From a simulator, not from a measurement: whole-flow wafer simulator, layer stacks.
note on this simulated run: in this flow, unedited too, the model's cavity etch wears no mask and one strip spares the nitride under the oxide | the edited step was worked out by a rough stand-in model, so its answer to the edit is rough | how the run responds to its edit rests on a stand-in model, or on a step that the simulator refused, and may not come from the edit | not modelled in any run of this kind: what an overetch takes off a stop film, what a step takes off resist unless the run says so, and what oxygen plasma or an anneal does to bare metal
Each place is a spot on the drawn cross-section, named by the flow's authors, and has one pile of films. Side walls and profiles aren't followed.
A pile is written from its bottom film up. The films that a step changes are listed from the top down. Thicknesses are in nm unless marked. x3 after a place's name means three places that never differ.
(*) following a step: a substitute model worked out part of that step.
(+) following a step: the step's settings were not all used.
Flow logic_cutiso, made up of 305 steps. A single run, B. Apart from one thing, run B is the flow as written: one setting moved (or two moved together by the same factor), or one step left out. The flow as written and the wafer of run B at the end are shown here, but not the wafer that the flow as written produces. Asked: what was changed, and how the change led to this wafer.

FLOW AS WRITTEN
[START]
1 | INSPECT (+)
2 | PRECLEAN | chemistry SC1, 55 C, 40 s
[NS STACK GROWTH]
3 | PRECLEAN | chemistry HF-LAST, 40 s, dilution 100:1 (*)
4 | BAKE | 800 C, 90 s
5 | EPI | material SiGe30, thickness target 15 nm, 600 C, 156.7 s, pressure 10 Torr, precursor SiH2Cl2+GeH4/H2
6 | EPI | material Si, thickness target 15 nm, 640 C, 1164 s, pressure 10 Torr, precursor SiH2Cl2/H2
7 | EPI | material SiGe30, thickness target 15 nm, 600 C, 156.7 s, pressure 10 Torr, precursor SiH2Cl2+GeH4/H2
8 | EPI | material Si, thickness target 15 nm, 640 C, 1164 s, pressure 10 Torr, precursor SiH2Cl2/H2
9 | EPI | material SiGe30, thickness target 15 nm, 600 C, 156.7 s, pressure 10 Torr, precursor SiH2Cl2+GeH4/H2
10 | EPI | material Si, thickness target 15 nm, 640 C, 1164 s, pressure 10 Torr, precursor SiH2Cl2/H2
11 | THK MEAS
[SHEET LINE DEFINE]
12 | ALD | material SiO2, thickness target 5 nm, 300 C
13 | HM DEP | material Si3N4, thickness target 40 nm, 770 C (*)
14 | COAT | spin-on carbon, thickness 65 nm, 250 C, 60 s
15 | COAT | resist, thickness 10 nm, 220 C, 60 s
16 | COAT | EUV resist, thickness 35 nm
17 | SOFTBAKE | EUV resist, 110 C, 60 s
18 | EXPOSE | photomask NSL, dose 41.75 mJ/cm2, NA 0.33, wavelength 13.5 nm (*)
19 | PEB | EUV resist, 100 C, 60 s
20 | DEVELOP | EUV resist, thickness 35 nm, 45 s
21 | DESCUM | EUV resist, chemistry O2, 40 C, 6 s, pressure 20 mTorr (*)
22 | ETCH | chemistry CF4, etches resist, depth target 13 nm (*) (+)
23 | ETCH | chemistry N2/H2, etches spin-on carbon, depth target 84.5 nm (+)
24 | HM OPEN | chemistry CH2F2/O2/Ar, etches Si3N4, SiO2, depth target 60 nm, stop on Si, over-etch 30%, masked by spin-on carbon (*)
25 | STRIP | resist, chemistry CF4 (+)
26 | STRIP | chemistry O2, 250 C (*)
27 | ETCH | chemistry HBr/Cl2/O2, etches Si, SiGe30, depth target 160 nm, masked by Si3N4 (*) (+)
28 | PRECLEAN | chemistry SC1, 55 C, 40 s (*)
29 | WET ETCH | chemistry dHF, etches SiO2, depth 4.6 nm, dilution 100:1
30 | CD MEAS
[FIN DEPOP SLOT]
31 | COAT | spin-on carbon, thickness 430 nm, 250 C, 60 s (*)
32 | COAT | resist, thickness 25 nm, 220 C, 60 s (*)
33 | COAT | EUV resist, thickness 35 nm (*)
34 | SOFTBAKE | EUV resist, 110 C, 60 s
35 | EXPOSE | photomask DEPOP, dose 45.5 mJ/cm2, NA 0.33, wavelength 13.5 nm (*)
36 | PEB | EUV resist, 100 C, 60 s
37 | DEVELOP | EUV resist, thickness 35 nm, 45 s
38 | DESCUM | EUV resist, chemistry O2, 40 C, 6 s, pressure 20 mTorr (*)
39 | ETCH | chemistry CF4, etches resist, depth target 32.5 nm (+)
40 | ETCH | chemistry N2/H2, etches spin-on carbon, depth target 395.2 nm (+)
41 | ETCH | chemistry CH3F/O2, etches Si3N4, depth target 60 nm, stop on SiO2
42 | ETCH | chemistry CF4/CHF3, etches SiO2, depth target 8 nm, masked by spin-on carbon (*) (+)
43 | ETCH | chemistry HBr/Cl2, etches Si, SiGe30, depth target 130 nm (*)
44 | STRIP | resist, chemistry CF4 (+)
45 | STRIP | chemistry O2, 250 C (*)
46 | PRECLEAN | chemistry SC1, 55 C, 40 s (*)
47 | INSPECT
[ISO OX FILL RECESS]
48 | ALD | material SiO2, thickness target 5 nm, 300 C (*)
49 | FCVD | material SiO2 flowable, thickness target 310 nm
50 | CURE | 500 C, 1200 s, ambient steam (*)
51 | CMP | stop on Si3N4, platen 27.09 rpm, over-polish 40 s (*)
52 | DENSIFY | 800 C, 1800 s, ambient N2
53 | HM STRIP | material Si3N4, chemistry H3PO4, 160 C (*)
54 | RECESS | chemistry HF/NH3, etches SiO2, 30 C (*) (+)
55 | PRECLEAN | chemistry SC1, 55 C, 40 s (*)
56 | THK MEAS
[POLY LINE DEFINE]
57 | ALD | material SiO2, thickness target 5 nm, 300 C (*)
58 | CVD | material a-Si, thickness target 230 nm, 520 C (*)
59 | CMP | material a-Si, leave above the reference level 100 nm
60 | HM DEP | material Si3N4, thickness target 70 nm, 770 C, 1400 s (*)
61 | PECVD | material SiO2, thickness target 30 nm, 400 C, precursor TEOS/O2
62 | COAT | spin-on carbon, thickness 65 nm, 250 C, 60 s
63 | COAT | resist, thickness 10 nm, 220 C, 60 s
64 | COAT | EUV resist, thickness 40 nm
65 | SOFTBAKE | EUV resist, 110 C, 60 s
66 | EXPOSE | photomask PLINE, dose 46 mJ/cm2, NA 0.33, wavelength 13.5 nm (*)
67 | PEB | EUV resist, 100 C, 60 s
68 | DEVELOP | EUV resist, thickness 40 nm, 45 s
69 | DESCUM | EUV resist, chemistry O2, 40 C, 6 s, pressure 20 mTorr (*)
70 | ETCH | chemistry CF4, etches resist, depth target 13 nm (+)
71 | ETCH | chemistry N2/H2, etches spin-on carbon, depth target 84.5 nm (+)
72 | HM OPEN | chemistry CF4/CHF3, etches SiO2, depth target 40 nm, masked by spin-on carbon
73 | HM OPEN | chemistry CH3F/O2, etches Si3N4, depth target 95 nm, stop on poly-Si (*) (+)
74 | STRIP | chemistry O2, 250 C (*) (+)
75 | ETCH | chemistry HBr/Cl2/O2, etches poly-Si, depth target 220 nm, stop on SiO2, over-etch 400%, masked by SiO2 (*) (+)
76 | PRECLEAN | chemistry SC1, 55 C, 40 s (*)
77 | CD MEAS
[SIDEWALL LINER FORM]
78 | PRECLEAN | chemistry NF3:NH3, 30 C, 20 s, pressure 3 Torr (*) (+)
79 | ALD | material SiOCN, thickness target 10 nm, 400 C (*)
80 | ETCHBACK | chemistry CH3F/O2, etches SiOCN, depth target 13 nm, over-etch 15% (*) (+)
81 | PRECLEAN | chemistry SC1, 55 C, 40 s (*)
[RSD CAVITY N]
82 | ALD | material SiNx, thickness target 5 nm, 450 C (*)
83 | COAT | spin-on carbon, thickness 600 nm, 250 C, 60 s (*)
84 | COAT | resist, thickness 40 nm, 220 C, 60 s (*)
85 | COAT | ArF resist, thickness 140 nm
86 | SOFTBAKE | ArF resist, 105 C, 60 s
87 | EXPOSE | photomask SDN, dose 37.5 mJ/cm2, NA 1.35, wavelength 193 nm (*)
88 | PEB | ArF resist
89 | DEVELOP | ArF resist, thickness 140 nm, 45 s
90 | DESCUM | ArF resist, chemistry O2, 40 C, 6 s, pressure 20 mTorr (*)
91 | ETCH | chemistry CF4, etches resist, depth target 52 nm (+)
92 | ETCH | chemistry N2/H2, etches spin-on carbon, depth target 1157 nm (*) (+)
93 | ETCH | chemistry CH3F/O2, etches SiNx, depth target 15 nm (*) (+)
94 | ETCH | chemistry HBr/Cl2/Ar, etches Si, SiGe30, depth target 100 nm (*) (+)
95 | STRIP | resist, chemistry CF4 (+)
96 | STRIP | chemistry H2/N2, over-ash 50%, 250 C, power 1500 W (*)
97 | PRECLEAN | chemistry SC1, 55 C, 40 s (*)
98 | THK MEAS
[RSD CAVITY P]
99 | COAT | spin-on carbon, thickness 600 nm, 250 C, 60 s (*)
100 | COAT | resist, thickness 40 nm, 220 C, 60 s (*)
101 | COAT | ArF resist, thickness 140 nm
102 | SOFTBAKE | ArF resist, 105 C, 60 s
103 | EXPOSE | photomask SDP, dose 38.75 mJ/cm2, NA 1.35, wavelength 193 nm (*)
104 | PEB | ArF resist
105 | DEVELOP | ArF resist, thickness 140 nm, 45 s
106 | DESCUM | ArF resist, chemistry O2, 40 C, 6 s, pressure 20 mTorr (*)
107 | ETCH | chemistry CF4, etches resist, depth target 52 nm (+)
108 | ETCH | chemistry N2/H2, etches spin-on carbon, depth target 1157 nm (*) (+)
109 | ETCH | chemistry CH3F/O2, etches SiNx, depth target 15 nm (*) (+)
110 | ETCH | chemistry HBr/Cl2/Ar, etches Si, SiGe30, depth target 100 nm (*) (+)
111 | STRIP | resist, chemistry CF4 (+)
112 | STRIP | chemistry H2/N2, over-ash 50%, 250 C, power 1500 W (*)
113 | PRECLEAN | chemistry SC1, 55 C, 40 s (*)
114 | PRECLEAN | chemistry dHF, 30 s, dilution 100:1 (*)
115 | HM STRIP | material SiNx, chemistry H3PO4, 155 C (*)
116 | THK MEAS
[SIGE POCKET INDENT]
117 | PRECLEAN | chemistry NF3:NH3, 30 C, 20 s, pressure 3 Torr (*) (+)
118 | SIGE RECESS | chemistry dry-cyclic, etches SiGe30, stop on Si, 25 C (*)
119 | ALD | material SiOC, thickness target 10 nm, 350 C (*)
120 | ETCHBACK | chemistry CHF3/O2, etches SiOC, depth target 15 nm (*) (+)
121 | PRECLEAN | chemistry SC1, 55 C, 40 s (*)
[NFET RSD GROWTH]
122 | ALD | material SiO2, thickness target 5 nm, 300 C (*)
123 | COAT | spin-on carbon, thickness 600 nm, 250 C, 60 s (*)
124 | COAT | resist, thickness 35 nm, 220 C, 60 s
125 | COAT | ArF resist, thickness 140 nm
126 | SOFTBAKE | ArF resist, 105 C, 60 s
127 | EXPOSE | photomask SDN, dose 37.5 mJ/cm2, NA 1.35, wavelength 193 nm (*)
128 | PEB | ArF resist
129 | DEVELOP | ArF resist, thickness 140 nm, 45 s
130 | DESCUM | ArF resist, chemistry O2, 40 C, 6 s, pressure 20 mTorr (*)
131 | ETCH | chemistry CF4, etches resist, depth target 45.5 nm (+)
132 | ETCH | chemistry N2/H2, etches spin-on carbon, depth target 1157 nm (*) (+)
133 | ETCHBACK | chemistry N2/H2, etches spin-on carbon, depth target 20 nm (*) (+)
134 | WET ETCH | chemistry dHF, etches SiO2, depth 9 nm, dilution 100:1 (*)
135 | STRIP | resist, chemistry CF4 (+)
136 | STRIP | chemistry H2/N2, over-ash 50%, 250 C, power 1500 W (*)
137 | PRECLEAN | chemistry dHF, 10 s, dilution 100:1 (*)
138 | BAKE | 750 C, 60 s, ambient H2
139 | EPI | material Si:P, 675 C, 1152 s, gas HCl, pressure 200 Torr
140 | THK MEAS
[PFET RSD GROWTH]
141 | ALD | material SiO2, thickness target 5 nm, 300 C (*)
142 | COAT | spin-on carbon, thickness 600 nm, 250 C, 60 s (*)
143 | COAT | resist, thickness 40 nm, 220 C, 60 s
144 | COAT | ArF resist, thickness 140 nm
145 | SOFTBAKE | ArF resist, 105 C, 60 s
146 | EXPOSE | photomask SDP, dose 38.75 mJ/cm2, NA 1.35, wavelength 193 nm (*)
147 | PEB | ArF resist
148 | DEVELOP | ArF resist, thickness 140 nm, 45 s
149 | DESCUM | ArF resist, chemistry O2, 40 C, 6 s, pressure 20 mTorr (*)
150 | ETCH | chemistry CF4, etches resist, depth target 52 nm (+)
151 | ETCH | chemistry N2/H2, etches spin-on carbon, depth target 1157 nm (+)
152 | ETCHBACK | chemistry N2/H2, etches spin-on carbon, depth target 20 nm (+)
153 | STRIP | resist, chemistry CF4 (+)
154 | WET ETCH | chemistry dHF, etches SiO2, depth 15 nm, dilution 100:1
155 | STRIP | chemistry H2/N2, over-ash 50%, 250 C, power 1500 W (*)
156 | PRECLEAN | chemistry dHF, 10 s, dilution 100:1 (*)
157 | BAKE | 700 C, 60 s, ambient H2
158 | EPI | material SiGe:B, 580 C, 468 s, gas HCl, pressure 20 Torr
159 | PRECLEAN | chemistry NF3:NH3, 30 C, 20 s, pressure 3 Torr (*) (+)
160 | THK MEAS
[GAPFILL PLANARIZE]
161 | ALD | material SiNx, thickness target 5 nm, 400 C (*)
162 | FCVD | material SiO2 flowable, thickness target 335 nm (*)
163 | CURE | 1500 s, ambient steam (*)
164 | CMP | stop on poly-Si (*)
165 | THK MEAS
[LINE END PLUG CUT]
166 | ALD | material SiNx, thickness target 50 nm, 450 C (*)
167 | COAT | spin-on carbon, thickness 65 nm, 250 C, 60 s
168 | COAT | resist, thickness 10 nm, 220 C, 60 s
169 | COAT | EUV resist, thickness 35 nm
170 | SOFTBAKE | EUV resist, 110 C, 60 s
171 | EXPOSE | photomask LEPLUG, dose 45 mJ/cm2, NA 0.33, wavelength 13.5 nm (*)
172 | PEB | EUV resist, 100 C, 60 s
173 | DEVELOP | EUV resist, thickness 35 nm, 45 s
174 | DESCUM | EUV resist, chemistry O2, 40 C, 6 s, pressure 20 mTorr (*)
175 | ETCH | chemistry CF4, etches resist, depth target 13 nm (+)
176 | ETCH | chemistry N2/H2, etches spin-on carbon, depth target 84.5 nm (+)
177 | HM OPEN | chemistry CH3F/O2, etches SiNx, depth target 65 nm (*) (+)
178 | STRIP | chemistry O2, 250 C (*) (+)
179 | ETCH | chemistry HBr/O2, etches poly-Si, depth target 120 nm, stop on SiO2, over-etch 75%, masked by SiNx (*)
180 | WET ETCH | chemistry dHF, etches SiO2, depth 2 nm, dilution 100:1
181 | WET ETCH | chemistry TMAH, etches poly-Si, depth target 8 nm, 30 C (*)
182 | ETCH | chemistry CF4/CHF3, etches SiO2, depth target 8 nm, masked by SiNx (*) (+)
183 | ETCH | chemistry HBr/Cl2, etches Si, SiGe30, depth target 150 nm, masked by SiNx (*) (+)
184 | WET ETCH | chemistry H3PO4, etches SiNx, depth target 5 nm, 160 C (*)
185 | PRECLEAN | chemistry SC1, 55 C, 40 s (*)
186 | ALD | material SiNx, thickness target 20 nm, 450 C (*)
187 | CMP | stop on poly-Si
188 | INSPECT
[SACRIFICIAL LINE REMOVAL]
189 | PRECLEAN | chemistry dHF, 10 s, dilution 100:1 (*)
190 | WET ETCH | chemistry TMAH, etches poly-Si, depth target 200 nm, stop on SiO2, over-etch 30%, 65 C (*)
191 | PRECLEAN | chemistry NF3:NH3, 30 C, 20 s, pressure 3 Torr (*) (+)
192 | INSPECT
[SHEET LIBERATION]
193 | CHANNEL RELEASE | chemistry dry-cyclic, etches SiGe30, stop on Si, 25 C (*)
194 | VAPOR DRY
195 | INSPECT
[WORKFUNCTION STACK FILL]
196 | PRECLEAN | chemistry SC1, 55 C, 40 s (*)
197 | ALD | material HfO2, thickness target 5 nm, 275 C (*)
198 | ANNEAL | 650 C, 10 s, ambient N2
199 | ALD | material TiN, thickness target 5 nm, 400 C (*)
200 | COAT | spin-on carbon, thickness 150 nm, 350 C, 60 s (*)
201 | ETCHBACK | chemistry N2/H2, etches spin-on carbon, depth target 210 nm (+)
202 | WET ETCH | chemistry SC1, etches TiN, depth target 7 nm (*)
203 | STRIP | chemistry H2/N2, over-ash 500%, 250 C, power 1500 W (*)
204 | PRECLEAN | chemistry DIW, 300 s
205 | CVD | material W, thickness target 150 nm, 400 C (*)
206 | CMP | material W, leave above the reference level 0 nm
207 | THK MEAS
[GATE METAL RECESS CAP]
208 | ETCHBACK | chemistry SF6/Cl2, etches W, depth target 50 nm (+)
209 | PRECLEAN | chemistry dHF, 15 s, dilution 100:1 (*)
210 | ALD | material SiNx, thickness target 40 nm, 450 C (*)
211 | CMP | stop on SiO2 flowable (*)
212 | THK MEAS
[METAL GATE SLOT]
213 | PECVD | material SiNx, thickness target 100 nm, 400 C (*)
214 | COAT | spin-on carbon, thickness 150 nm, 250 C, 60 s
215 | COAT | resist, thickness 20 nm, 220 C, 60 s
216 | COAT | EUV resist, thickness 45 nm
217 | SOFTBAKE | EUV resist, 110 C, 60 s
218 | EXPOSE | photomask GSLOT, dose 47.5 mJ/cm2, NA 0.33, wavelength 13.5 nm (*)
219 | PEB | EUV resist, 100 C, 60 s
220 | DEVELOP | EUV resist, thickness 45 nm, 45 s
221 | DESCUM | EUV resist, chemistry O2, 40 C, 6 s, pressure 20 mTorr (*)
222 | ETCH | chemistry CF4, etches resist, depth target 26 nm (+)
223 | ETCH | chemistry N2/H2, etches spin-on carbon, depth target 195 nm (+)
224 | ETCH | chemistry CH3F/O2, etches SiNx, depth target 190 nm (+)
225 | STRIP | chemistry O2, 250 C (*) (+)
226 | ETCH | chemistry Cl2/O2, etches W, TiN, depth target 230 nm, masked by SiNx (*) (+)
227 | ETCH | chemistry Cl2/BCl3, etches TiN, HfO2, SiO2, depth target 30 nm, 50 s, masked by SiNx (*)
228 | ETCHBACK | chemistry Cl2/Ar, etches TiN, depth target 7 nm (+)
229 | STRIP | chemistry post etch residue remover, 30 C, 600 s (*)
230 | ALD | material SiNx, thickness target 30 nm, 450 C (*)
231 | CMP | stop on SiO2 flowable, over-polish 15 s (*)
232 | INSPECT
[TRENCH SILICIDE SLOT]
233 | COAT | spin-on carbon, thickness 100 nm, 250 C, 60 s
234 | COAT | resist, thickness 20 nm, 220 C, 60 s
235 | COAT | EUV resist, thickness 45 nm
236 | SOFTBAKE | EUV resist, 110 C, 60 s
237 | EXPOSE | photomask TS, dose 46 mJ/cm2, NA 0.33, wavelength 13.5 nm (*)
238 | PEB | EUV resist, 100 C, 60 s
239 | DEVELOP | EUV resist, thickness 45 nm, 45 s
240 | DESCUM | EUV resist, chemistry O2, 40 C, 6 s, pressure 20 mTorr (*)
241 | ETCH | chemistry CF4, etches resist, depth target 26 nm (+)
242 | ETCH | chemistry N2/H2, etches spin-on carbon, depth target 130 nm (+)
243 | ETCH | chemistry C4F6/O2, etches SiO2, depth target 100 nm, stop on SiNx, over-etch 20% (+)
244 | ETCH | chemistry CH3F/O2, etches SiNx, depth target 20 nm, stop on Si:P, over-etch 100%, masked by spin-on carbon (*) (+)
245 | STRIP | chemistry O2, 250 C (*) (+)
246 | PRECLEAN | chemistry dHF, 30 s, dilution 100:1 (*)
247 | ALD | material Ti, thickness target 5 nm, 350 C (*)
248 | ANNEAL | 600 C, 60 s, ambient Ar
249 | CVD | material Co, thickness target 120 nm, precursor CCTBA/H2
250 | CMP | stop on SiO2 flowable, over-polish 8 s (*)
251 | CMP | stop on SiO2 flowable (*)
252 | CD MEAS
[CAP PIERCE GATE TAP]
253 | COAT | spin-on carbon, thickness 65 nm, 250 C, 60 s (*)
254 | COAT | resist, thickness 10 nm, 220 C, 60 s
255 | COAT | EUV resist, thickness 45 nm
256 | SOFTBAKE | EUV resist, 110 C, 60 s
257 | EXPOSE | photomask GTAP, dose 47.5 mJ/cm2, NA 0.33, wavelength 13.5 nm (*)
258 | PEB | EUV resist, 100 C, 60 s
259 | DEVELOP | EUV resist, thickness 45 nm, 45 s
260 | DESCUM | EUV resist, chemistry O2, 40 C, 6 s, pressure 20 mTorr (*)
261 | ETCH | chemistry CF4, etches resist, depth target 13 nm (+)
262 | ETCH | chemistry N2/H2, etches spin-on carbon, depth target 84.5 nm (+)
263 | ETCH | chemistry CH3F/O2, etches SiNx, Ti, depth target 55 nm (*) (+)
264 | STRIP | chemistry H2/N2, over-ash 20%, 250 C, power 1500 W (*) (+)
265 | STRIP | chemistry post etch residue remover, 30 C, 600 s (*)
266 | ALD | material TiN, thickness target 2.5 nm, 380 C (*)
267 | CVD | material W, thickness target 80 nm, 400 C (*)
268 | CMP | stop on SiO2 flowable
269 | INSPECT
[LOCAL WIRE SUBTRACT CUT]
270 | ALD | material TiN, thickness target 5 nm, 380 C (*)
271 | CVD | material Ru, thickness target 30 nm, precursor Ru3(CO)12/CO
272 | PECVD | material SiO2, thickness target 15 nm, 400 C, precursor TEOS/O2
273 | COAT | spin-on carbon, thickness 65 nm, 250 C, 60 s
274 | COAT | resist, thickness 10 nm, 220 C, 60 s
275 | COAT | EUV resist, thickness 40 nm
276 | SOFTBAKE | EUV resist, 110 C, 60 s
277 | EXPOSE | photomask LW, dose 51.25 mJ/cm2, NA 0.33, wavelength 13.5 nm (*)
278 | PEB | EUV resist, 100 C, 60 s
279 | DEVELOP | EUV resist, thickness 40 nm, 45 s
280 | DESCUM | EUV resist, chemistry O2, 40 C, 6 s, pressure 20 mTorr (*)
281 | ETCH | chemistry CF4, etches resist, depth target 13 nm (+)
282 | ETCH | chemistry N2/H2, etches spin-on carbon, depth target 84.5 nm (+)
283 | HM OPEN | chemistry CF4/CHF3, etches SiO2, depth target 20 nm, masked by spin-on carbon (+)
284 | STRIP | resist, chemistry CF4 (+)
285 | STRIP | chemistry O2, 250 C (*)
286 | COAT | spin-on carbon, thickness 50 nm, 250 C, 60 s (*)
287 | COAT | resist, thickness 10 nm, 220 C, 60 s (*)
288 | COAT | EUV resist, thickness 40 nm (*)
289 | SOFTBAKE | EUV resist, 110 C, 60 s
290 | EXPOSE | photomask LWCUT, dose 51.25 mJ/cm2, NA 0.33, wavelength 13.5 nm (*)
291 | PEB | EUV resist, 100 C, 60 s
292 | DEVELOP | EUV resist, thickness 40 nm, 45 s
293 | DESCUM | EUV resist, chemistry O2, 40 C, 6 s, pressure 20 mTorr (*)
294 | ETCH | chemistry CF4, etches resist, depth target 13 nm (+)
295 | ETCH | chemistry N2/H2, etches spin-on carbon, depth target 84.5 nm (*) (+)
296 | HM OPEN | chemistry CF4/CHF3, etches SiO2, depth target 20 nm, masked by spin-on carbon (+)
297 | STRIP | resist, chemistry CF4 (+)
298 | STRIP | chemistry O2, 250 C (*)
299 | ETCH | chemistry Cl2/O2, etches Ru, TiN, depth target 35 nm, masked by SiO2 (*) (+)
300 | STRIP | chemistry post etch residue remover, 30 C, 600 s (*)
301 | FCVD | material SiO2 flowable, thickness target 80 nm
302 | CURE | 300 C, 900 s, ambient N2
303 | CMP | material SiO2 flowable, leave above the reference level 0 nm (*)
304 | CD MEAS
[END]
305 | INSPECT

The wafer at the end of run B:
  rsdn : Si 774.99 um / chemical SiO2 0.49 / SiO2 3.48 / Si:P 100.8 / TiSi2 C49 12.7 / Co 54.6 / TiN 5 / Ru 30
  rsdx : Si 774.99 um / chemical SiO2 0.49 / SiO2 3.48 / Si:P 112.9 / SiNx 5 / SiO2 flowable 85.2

What caused this: step 132, ETCH: depth target 520.6 nm was run, though the flow has depth target 1157 nm.

Step by step, how the change led to this:
  132 | ETCH | chemistry N2/H2, etches spin-on carbon, depth target 1157 nm (*) (+)
      gl, tap: spin-on carbon loses 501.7 (all of it), SiO2 loses 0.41 (as written it would have been: spin-on carbon loses 501.7 (all of it), SiO2 loses 5 (all of it), Si3N4 loses 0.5)
      lnr, lnrt: spin-on carbon loses 496.5 (all of it), SiO2 loses 0.52 (as written it would have been: spin-on carbon loses 496.5 (all of it), SiO2 loses 5 (all of it), SiOCN loses 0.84)
      (also at 18 further places)
  133 | ETCHBACK | chemistry N2/H2, etches spin-on carbon, depth target 20 nm (*) (+)
      gl, tap: SiO2 loses 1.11 (as written it would have been: Si3N4 loses 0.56)
      lnr, lnrt: SiO2 loses 1.11 (as written it would have been: SiOCN loses 0.83)
      (also at 3 further places)
  134 | WET ETCH | chemistry dHF, etches SiO2, depth 9 nm, dilution 100:1 (*)
      gl, tap: SiO2 loses 3.48 (all of it), Si3N4 loses 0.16 (as written it would have been: Si3N4 loses 0.34)
      lnr, lnrt: SiO2 loses 3.37 (all of it), SiOCN loses 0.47 (as written it would have been: SiOCN loses 0.51)
      (also at 3 further places)
  135 | STRIP | resist, chemistry CF4 (+)
      depop, dpovl, gfld and 12 more: resist loses 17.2 (all of it) (as written it would have been: resist loses 7.93 (all of it))
      lnr, lnrt: SiOCN loses 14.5 (as written it would have been: SiOCN loses 6.67)
      (also at 3 further places)
  136 | STRIP | chemistry H2/N2, over-ash 50%, 250 C, power 1500 W (*)
      rsdn, rsdx: spin-on carbon loses 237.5 (all of it) (as written it would have been: nothing)
  137 | PRECLEAN | chemistry dHF, 10 s, dilution 100:1 (*)
      rsdn, rsdx: SiO2 loses 1.52 (as written it would have been: nothing)
  139 | EPI | material Si:P, 675 C, 1152 s, gas HCl, pressure 200 Torr
      rsdn, rsdx: Si:P gains 112.9 (new film) (as written it would have been: Si:P gains 116.9 (new film))
  141 | ALD | material SiO2, thickness target 5 nm, 300 C (*)
      gxn: SiO2 gains 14 (new film) (as written it would have been: SiO2 gains 10.1 (new film))
  142 | COAT | spin-on carbon, thickness 600 nm, 250 C, 60 s (*)
      gl: spin-on carbon gains 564 (new film) (as written it would have been: spin-on carbon gains 547.8 (new film))
      tap: spin-on carbon gains 563.9 (new film) (as written it would have been: spin-on carbon gains 547.8 (new film))
  155 | STRIP | chemistry H2/N2, over-ash 50%, 250 C, power 1500 W (*)
      gl: spin-on carbon loses 564 (all of it) (as written it would have been: spin-on carbon loses 547.8 (all of it))
      tap: spin-on carbon loses 563.9 (all of it) (as written it would have been: spin-on carbon loses 547.8 (all of it))
  162 | FCVD | material SiO2 flowable, thickness target 335 nm (*)
      lnr, lnrt: SiO2 flowable gains 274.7 (new film) (as written it would have been: SiO2 flowable gains 268.4 (new film))
      gl: SiO2 flowable gains 291.6 (new film) (as written it would have been: SiO2 flowable gains 278.2 (new film))
      (also at 2 further places)
  164 | CMP | stop on poly-Si (*)
      lnr, lnrt: SiO2 flowable loses 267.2 (all of it), SiNx loses 5 (all of it), SiOCN loses 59 (as written it would have been: SiO2 flowable loses 260.9 (all of it), SiNx loses 5 (all of it), SiOCN loses 65.1)
      gl: SiO2 flowable loses 284 (all of it), SiNx loses 5 (all of it), Si3N4 loses 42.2 (all of it) (as written it would have been: SiO2 flowable loses 270.7 (all of it), SiNx loses 5 (all of it), Si3N4 loses 55.3 (all of it))
      (also at 2 further places)
